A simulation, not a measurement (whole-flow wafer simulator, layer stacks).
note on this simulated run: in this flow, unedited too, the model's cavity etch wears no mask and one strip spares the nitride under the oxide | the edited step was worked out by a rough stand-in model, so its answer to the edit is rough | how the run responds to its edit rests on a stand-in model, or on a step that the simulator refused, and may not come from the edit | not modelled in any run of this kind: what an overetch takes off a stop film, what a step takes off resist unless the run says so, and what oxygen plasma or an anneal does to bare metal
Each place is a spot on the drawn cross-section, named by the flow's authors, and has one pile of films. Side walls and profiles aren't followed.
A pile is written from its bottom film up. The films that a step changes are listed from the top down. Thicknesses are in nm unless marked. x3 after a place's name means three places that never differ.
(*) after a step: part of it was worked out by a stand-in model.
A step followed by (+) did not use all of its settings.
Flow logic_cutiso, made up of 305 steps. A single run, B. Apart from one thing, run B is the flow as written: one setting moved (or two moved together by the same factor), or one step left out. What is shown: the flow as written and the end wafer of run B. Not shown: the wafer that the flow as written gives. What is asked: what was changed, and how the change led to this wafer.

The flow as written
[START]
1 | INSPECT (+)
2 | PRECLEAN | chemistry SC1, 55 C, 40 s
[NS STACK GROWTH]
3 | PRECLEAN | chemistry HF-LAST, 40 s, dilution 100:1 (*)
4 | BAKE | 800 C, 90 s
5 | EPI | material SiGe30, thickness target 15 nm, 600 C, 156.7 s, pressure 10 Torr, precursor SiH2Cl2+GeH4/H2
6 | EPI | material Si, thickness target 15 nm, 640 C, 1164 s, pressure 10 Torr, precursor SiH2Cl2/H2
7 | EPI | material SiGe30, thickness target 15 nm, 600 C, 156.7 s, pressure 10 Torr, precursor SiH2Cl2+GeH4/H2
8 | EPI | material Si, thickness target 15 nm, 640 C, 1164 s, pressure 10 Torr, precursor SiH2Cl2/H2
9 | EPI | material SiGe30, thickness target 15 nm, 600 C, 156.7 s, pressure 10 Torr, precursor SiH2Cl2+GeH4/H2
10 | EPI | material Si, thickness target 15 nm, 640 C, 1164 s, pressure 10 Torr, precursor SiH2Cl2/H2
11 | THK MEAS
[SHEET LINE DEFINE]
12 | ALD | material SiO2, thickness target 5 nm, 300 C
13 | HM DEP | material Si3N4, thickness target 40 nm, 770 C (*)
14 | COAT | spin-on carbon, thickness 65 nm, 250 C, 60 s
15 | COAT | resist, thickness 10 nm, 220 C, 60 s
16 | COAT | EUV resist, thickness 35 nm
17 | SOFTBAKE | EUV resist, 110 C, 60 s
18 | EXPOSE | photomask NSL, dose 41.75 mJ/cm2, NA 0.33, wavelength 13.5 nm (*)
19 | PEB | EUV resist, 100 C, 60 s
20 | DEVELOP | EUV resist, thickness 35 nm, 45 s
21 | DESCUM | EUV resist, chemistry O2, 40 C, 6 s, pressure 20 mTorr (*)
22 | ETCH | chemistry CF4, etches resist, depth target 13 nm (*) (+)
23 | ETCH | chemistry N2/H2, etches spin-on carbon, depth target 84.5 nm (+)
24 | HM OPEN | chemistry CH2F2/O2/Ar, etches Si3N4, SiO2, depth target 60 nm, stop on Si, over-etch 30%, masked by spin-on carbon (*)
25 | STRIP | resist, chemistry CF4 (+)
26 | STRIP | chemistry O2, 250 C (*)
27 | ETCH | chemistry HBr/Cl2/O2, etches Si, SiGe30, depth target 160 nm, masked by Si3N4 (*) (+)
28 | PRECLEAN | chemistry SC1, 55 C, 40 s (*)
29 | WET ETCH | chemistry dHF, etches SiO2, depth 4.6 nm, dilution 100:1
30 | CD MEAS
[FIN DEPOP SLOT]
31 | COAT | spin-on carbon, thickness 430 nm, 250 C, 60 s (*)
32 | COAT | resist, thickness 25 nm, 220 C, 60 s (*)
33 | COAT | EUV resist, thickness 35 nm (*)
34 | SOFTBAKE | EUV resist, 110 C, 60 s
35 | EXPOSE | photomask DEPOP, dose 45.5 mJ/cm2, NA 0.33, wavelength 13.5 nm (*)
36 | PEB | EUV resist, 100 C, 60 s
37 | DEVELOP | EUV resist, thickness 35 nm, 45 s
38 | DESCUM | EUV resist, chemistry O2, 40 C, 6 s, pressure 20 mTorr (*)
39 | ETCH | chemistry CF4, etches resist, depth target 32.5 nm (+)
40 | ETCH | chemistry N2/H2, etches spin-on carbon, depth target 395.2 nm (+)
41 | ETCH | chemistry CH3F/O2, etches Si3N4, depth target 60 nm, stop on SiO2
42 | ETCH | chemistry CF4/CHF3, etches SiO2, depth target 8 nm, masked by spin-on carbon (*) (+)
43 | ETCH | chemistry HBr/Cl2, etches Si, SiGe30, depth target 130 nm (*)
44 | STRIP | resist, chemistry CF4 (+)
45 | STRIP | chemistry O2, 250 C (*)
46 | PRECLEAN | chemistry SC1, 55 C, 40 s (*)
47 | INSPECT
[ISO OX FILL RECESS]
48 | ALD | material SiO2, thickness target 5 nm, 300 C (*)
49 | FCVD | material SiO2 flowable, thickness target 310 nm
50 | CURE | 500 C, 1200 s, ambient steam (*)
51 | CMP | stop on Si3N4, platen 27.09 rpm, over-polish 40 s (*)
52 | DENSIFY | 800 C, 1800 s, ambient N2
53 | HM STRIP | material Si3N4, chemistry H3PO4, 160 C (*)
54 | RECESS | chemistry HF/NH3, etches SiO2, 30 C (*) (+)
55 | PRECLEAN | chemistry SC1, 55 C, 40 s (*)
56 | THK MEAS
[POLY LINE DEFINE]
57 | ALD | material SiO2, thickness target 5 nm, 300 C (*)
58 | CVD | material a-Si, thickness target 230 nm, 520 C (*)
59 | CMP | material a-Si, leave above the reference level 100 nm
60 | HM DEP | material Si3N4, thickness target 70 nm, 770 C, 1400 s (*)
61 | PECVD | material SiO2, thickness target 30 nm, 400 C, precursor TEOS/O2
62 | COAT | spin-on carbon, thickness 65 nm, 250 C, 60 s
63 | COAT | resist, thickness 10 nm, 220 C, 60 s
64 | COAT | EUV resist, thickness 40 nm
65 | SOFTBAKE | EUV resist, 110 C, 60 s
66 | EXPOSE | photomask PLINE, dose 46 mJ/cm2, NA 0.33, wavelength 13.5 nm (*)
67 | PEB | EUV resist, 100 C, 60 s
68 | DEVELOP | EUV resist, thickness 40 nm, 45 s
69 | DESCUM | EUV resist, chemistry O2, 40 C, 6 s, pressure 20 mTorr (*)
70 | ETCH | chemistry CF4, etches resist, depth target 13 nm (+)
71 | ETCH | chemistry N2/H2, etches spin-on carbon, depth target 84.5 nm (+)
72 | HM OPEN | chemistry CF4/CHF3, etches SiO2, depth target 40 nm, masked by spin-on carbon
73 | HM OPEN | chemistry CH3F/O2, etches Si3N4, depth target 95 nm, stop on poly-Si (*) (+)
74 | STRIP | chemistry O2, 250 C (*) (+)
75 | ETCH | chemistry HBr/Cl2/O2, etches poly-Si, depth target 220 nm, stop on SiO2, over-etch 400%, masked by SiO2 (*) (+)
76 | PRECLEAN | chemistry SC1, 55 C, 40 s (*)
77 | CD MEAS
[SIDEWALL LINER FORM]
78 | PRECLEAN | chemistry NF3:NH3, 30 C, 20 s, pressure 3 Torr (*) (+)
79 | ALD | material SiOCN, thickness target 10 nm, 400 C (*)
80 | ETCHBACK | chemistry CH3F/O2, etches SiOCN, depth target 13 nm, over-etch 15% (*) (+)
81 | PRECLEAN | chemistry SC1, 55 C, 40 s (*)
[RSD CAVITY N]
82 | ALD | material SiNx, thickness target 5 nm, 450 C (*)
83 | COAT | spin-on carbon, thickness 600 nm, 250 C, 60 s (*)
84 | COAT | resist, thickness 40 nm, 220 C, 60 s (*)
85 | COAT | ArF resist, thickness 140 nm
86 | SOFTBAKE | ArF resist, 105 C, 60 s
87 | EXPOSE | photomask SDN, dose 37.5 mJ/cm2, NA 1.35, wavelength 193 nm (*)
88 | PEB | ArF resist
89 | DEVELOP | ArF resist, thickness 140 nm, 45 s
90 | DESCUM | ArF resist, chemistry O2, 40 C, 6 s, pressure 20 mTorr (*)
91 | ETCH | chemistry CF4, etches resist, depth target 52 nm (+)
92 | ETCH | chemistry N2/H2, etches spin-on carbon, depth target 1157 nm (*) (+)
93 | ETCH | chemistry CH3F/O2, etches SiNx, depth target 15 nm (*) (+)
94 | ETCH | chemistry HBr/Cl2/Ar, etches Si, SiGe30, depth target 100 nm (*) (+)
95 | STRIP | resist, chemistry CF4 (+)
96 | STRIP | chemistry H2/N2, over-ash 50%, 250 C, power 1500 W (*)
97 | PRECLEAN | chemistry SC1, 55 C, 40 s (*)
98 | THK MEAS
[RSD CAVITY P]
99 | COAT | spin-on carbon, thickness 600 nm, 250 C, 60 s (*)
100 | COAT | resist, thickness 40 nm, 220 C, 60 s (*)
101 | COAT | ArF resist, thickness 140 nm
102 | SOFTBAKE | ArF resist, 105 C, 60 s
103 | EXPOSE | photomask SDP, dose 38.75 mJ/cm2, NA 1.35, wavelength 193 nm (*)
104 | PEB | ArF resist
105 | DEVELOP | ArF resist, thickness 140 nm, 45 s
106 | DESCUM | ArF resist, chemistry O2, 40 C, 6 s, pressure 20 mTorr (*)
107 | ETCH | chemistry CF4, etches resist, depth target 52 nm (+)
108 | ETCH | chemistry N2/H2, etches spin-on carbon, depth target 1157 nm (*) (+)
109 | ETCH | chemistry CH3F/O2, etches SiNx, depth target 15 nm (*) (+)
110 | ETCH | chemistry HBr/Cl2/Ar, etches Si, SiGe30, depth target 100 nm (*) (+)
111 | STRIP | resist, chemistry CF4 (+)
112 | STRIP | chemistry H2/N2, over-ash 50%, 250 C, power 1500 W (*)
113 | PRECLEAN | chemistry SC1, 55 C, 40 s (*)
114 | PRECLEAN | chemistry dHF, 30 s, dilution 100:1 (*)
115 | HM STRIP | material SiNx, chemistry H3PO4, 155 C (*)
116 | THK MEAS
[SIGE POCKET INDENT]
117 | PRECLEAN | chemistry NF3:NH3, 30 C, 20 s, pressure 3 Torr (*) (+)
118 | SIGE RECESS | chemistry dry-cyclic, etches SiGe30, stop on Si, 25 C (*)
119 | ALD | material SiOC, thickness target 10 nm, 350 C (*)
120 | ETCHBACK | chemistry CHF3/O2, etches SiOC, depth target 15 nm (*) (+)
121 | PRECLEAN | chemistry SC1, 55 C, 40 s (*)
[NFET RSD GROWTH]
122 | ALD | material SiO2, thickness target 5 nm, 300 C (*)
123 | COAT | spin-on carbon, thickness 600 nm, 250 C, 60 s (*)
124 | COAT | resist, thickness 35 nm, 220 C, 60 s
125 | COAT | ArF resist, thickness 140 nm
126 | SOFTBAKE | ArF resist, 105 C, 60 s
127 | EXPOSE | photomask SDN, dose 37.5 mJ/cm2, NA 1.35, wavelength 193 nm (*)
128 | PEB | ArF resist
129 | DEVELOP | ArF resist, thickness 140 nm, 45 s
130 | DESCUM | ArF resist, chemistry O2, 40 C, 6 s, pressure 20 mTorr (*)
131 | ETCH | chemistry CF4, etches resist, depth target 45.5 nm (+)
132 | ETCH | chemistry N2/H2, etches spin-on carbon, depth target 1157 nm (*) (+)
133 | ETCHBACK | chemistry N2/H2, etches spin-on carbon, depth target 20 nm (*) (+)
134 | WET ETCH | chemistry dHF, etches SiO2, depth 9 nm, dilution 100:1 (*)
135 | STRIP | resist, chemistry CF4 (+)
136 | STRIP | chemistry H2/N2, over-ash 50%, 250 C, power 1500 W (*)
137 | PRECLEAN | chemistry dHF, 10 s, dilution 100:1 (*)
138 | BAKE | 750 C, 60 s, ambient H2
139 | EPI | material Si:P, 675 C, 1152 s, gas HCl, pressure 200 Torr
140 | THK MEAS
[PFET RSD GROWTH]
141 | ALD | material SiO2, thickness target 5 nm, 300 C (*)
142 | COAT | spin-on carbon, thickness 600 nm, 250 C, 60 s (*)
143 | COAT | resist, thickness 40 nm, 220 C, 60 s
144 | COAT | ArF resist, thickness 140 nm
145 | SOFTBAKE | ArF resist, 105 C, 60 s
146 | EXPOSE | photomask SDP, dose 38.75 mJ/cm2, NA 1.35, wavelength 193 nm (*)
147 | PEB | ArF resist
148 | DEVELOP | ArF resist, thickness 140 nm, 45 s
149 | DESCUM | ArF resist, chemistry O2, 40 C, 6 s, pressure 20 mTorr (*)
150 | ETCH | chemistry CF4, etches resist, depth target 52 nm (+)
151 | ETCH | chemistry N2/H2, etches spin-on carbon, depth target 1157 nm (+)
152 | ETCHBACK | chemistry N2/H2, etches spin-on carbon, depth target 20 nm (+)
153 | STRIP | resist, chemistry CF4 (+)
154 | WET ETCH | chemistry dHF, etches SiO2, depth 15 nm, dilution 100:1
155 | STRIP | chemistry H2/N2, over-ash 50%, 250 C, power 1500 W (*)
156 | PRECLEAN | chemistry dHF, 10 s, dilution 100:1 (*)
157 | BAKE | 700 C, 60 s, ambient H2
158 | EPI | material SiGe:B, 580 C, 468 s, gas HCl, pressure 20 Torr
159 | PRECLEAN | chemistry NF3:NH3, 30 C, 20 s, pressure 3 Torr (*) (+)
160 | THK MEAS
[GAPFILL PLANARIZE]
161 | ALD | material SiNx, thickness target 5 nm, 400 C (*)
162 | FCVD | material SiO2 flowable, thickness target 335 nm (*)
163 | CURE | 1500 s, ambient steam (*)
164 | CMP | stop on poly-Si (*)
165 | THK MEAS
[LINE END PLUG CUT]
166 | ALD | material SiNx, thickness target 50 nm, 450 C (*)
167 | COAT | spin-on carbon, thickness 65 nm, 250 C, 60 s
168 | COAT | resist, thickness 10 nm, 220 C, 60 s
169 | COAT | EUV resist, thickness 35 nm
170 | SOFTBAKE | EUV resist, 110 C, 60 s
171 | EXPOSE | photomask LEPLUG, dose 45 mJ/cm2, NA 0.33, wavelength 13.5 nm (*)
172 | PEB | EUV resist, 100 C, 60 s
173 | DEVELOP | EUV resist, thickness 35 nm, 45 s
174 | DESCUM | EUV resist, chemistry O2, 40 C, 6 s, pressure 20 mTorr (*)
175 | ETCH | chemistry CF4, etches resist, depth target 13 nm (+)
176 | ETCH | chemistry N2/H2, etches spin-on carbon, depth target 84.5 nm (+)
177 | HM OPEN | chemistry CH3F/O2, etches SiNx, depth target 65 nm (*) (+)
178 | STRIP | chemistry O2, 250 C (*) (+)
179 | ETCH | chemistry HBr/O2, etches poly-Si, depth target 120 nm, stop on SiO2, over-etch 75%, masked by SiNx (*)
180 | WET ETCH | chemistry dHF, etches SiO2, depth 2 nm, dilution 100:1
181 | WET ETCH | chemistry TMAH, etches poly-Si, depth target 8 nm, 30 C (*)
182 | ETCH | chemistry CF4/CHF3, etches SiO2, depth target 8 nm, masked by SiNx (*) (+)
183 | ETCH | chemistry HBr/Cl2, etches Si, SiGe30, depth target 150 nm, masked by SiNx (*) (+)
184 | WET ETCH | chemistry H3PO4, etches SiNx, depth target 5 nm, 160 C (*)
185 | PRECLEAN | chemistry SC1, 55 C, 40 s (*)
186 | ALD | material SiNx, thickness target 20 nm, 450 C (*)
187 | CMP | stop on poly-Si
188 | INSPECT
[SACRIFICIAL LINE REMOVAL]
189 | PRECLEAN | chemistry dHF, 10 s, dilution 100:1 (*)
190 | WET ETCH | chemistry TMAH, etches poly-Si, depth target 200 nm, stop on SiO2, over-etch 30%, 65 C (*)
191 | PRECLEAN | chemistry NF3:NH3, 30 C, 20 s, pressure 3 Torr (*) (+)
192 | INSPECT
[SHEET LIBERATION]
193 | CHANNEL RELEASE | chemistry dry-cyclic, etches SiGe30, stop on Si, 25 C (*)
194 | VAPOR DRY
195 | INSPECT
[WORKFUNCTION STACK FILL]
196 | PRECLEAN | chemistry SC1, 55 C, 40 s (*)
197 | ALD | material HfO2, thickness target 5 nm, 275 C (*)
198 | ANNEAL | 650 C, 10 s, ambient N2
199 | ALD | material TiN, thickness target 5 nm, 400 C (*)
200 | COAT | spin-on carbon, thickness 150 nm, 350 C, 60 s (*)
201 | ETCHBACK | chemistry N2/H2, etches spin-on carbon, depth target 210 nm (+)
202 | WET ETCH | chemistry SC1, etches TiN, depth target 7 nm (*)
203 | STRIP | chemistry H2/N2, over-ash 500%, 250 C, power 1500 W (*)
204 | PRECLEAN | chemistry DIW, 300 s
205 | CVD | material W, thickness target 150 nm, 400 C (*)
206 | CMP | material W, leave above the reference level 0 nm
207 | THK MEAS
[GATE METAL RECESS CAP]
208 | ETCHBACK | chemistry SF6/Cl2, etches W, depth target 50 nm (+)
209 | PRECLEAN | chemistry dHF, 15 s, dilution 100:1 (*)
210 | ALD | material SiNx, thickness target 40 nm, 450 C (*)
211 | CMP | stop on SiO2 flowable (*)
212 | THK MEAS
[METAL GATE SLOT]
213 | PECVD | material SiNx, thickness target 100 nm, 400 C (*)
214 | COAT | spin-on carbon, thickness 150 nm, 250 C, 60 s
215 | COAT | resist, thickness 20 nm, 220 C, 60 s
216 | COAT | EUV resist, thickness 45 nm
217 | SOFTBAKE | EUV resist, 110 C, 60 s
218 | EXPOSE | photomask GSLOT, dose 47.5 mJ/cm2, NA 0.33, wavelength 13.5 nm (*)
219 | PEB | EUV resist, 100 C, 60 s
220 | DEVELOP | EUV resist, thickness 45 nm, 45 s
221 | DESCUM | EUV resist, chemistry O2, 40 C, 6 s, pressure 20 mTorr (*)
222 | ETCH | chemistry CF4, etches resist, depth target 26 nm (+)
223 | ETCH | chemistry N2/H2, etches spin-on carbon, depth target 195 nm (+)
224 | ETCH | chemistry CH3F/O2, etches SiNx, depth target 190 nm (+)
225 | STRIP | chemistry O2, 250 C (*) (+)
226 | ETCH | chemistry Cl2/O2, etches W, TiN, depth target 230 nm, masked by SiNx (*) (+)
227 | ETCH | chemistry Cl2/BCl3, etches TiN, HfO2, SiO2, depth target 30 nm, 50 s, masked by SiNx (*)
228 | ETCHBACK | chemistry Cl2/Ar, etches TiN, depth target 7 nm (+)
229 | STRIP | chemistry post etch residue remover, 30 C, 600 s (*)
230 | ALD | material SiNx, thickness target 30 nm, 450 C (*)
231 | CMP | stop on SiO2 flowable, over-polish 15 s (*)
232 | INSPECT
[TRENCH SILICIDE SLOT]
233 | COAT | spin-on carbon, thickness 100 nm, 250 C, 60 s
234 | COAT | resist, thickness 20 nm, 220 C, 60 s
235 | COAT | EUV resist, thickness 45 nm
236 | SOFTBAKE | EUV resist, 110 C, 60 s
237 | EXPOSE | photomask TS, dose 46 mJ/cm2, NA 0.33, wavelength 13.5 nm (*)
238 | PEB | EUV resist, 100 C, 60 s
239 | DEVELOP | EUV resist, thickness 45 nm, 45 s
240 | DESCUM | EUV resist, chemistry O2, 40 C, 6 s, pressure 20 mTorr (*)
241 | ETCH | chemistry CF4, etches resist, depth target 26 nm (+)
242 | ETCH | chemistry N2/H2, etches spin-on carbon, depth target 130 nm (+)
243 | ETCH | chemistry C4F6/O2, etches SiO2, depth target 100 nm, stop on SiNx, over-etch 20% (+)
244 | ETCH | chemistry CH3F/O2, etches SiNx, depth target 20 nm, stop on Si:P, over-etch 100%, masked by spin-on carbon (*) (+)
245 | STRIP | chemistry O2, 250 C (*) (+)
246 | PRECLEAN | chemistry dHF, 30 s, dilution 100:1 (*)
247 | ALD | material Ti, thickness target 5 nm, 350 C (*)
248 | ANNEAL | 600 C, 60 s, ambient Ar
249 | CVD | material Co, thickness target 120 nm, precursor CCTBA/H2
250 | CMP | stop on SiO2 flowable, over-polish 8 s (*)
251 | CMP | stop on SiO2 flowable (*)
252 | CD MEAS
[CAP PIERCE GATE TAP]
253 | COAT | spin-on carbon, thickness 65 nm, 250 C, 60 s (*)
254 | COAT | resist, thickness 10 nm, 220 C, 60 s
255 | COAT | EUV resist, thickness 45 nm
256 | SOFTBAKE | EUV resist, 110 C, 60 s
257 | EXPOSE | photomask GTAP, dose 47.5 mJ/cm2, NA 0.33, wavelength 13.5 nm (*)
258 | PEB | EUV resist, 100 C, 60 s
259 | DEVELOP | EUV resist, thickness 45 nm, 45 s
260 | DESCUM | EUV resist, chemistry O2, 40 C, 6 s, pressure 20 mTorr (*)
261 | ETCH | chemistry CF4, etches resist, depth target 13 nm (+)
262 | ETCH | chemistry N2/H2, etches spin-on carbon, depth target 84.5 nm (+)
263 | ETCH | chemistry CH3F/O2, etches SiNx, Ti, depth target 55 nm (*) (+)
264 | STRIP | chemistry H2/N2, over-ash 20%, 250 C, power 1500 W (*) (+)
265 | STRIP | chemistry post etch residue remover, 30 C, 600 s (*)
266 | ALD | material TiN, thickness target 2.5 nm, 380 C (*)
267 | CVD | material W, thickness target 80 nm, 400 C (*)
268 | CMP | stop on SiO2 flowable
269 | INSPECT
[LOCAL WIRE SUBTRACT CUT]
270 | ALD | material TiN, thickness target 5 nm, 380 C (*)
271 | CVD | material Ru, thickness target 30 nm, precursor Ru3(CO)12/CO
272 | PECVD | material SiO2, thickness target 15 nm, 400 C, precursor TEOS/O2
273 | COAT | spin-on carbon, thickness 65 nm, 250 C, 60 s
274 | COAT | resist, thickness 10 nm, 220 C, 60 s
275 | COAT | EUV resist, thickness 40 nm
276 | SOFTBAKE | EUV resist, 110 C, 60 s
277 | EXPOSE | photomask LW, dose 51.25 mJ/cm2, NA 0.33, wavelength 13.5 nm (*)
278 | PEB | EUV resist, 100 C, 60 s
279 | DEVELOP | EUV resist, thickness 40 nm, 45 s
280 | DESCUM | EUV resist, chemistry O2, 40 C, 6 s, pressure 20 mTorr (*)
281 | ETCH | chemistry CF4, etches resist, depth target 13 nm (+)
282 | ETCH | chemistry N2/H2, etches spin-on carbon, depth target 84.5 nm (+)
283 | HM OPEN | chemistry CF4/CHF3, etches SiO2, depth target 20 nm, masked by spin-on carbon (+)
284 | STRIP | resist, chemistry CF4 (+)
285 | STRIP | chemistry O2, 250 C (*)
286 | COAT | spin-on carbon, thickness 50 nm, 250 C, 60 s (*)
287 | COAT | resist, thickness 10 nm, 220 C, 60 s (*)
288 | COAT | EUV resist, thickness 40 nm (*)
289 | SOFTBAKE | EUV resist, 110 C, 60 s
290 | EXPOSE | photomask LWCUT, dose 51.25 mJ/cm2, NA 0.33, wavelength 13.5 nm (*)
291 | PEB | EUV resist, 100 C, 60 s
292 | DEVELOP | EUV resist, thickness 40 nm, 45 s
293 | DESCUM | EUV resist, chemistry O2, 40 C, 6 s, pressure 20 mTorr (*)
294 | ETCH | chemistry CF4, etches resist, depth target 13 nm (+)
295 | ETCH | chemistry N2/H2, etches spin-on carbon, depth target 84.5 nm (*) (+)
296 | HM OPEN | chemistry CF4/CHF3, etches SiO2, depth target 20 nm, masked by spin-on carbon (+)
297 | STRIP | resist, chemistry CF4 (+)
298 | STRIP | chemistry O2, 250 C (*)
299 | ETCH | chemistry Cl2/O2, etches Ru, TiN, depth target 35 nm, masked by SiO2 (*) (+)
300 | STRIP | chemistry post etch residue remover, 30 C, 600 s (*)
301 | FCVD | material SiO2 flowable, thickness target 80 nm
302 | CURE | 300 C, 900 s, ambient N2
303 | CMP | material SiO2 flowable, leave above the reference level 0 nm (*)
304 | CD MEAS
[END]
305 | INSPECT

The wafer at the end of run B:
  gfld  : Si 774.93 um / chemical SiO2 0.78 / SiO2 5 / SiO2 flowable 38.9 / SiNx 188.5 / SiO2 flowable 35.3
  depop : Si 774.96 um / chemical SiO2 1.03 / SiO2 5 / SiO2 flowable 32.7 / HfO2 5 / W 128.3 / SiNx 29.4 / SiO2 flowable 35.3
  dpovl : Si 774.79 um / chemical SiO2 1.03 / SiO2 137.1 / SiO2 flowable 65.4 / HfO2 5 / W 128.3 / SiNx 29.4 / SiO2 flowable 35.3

Cause: step 31, COAT: thickness 301 nm was run, while the flow as written has thickness 430 nm.

The path from the change to this, step by step:
  31 | COAT | spin-on carbon, thickness 430 nm, 250 C, 60 s (*)
      dpovl, nsgap: spin-on carbon gains 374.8 (new film) (in the flow as written it would be: spin-on carbon gains 503.7 (new film))
      glp, tap: spin-on carbon gains 252.3 (new film) (in the flow as written it would be: spin-on carbon gains 380.2 (new film))
      (and at 18 other places as well)
  32 | COAT | resist, thickness 25 nm, 220 C, 60 s (*)
      gfld, lnri: resist gains 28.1 (new film) (in the flow as written it would be: resist gains 26.3 (new film))
      glp, tap: resist gains 23.3 (new film) (in the flow as written it would be: resist gains 24.3 (new film))
      (and at 12 other places as well)
  40 | ETCH | chemistry N2/H2, etches spin-on carbon, depth target 395.2 nm (+)
      dpovl: spin-on carbon loses 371 (all of it) (in the flow as written it would be: spin-on carbon loses 395.2)
      gl, gxn, gxp and 8 more: EUV resist loses 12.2 (all of it), resist loses 13 (in the flow as written it would be: EUV resist loses 12.2 (all of it), resist loses 13.9)
      (and at 10 other places as well)
  41 | ETCH | chemistry CH3F/O2, etches Si3N4, depth target 60 nm, stop on SiO2
      dpovl: Si loses 0.78 (in the flow as written it would be: spin-on carbon loses 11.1)
      depop: Si3N4 loses 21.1 (all of it), SiO2 loses 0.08 (in the flow as written it would be: Si3N4 loses 22.2 (all of it), SiO2 loses 0.08)
  42 | ETCH | chemistry CF4/CHF3, etches SiO2, depth target 8 nm, masked by spin-on carbon (*) (+)
      dpovl: Si loses 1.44 (in the flow as written it would be: spin-on carbon loses 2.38)
      gl: resist loses 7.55 (all of it) (in the flow as written it would be: resist loses 6.54 (all of it), spin-on carbon loses 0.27)
      (and at 9 other places as well)
  43 | ETCH | chemistry HBr/Cl2, etches Si, SiGe30, depth target 130 nm (*)
      dpovl: Si loses 130 (in the flow as written it would be: spin-on carbon loses 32)
      gxf: resist loses 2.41 (all of it), spin-on carbon loses 28.6 (in the flow as written it would be: spin-on carbon loses 32)
      (and at 7 other places as well)
  45 | STRIP | chemistry O2, 250 C (*)
      dpovl: chemical SiO2 gains 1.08 (new film), Si loses 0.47 (in the flow as written it would be: chemical SiO2 gains 0.82 (new film), spin-on carbon loses 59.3 (all of it), Si loses 0.36)
      gfld, lnri: chemical SiO2 gains 0.78 (new film), spin-on carbon loses 412 (all of it), Si loses 0.34 (in the flow as written it would be: chemical SiO2 gains 0.82 (new film), spin-on carbon loses 538.7 (all of it), Si loses 0.36)
      (and at 18 other places as well)
  48 | ALD | material SiO2, thickness target 5 nm, 300 C (*)
      dpovl: SiO2 gains 137.1 (new film) (in the flow as written it would be: SiO2 gains 5 (new film))
  52 | DENSIFY | 800 C, 1800 s, ambient N2
      nsgap: SiO2 flowable loses 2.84 (in the flow as written it would be: SiO2 flowable loses 2.13)
